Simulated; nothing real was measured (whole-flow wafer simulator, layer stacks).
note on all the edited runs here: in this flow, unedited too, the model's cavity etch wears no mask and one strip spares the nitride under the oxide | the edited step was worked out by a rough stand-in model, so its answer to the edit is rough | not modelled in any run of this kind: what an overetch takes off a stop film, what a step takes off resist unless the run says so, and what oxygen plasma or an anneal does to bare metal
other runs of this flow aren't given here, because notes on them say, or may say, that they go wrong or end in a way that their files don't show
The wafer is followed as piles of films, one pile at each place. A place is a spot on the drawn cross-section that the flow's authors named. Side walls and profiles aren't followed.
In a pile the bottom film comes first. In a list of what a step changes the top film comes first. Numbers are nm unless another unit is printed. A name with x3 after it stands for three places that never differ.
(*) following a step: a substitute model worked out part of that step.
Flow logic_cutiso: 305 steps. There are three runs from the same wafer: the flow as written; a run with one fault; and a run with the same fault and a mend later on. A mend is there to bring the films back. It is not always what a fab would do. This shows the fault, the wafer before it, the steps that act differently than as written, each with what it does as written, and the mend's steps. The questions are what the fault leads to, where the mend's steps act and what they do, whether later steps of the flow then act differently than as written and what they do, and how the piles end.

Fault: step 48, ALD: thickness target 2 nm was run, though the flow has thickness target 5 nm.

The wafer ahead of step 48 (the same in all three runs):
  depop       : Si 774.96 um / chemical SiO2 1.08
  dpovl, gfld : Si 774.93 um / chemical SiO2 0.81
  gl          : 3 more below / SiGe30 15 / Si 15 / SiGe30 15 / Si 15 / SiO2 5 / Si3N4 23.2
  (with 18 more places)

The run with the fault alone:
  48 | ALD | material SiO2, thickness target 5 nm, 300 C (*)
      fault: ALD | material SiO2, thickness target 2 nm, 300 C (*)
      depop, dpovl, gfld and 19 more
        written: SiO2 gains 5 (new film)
        fault: SiO2 gains 2 (new film)
  Steps further on in the flow that do not act as written (5 more steps, not shown, differ only slightly: by at most 2% or 0.5 nm, whichever is larger):
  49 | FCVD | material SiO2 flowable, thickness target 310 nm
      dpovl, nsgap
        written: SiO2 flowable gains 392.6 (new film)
        fault: SiO2 flowable gains 380.1 (new film)
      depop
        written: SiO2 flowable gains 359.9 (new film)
        fault: SiO2 flowable gains 347.4 (new film)
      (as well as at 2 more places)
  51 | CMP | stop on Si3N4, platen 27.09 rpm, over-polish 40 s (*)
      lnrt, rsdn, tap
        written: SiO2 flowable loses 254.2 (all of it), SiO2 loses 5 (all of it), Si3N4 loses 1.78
        fault: SiO2 flowable loses 252.6 (all of it), SiO2 loses 2 (all of it), Si3N4 loses 1.78
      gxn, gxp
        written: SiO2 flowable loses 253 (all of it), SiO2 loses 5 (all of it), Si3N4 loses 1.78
        fault: SiO2 flowable loses 251.4 (all of it), SiO2 loses 2 (all of it), Si3N4 loses 1.78
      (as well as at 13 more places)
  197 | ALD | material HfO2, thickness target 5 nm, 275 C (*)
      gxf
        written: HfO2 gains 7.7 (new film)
        fault: HfO2 gains 5 (new film)
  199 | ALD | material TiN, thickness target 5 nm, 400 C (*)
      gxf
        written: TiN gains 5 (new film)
        fault: TiN gains 7.64 (new film)
  At depop, dpovl, gfld, gxf, iso, isow, lnri, nsgap, the piles at the end differ from the flow's by more than 2% or 0.5 nm, whichever is larger.
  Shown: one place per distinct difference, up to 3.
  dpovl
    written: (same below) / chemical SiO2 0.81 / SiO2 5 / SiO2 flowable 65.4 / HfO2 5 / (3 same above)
    fault: (same below) / chemical SiO2 0.81 / SiO2 2 / SiO2 flowable 68.4 / HfO2 5 / (3 same above)
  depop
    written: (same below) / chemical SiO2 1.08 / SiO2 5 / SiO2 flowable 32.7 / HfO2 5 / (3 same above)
    fault: (same below) / chemical SiO2 1.08 / SiO2 2 / SiO2 flowable 35.7 / HfO2 5 / (3 same above)
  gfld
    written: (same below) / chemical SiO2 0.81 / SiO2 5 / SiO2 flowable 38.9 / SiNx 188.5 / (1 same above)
    fault: (same below) / chemical SiO2 0.81 / SiO2 2 / SiO2 flowable 41.9 / SiNx 188.5 / (1 same above)

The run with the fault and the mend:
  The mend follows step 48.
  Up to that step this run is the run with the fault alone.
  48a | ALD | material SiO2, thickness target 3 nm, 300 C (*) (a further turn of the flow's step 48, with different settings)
      depop, dpovl, gfld and 19 more
        SiO2 gains 3
  Later steps of the flow that are run all act as written at every place that is followed, up to a difference of at most 2% or 0.5 nm, whichever is larger.
  The piles end the same as the flow's at every place that both follow.
